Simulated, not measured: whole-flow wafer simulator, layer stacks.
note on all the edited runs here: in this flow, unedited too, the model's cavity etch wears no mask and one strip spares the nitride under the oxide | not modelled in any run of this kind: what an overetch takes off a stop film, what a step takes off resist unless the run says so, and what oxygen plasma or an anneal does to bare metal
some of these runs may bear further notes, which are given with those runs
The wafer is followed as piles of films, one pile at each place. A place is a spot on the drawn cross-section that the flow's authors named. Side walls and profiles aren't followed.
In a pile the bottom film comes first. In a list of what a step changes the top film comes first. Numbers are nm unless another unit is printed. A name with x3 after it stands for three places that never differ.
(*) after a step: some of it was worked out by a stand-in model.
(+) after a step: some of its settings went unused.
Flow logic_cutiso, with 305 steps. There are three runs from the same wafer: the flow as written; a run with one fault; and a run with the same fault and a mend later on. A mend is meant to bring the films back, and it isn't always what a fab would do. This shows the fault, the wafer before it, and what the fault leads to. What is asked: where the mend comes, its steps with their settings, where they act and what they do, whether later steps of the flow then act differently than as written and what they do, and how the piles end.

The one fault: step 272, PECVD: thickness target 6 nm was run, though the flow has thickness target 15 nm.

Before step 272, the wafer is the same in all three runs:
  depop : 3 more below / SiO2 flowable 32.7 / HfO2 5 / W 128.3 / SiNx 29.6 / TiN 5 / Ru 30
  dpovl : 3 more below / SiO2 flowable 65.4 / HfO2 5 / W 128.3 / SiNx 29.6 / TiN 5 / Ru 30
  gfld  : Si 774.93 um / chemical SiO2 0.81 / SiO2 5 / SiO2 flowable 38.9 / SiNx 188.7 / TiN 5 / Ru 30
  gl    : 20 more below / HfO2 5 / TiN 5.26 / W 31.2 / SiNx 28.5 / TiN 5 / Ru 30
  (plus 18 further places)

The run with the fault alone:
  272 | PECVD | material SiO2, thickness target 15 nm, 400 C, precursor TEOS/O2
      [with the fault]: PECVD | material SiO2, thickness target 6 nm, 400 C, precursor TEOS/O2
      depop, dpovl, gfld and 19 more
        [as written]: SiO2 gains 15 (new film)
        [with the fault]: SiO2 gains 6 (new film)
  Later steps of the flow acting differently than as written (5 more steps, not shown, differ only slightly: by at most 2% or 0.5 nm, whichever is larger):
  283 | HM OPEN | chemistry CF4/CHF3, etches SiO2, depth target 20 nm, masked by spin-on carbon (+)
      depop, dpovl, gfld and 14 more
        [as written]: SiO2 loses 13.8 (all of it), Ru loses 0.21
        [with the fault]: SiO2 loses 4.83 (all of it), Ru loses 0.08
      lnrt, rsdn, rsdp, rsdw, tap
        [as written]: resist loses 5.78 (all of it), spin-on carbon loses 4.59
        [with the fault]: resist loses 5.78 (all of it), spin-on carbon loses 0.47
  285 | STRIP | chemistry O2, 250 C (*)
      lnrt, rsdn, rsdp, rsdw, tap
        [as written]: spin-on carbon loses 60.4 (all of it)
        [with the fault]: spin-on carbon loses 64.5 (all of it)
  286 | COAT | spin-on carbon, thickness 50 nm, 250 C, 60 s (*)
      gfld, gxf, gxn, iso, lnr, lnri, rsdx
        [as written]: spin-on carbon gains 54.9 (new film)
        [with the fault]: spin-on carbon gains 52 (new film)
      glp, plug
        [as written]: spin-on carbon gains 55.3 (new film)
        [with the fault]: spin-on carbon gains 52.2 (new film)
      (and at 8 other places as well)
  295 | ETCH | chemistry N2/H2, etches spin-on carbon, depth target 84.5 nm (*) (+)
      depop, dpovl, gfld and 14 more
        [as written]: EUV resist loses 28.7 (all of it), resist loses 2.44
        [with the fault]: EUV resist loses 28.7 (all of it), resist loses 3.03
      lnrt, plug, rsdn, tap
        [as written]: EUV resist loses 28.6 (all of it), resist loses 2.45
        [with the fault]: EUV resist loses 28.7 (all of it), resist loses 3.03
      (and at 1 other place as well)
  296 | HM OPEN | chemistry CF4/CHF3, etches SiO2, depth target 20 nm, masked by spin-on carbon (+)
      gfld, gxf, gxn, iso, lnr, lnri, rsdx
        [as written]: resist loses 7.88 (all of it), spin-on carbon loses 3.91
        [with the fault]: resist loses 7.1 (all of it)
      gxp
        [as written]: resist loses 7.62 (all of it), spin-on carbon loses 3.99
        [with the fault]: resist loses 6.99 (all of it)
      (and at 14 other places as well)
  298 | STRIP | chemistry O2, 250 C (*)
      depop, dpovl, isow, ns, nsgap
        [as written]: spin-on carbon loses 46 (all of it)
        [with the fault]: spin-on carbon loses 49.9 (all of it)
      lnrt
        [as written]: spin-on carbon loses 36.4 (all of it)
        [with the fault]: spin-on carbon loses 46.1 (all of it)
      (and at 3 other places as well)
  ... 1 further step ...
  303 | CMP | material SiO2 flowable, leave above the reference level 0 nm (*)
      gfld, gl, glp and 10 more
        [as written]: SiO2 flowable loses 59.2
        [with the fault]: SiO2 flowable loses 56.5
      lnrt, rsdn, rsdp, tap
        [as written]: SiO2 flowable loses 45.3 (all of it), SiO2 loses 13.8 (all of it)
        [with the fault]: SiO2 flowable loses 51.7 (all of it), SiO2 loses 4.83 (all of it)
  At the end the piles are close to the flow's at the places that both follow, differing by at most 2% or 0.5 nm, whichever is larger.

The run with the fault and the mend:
  After step 272 comes the mend.
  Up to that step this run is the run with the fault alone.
  272a | PECVD | material SiO2, thickness target 9 nm, 400 C, precursor TEOS/O2 (the flow's step 272, run once more with other settings)
      depop, dpovl, gfld and 19 more
        SiO2 gains 9
  Later steps of the flow that are run all act as written at every place that is followed.
  At every place that both follow, the piles at the end match the flow's.
